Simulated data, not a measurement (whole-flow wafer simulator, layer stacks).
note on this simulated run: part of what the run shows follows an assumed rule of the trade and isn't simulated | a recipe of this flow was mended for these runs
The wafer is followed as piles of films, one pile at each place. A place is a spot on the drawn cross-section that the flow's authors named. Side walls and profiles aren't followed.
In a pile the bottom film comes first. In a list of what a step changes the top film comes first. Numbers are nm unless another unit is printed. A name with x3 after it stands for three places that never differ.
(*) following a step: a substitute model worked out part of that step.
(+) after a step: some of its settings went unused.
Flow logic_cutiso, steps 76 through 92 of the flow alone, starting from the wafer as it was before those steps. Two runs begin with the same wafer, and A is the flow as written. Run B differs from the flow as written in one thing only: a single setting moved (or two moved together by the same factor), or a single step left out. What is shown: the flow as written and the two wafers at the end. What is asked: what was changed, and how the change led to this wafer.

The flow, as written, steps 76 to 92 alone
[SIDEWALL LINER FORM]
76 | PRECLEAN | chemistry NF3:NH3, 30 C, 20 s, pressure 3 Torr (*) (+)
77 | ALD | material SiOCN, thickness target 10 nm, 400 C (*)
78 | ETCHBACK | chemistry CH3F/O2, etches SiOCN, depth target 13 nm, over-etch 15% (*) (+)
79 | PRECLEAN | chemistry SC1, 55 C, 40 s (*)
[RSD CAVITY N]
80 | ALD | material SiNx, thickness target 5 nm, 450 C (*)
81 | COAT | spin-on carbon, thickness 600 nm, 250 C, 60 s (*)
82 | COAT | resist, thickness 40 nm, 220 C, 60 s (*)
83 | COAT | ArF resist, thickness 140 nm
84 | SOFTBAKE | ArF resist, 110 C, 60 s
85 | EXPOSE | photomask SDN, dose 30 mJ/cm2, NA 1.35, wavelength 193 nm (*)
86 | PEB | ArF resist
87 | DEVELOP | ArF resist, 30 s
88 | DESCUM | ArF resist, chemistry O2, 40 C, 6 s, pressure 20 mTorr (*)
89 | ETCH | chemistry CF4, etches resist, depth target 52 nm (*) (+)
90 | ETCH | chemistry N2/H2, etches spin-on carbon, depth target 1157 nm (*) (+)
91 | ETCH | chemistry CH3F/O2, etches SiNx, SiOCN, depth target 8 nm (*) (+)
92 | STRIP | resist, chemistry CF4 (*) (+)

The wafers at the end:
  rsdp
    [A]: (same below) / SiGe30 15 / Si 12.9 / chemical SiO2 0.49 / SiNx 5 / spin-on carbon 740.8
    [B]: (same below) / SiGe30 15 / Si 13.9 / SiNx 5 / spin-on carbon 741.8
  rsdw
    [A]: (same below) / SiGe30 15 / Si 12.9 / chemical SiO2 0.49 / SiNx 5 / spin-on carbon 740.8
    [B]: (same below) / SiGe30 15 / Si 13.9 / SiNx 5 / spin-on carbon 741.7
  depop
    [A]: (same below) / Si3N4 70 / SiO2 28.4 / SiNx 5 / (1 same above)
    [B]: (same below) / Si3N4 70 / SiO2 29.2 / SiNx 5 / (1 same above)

The reason: step 78, ETCHBACK: depth target 9.7 nm was run, though the flow has depth target 13 nm.

How this came from the change, step by step:
  78 | ETCHBACK | chemistry CH3F/O2, etches SiOCN, depth target 13 nm, over-etch 15% (*) (+)
      depop, dpovl x3, gfld and 8 more: A SiOCN loses 10 (all of it), SiO2 loses 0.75 | B SiOCN loses 9.7
      rsdn, rsdp, rsdw, rsdx: A SiOCN loses 10 (all of it), Si loses 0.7 | B SiOCN loses 9.7
      (as well as at 1 more place)
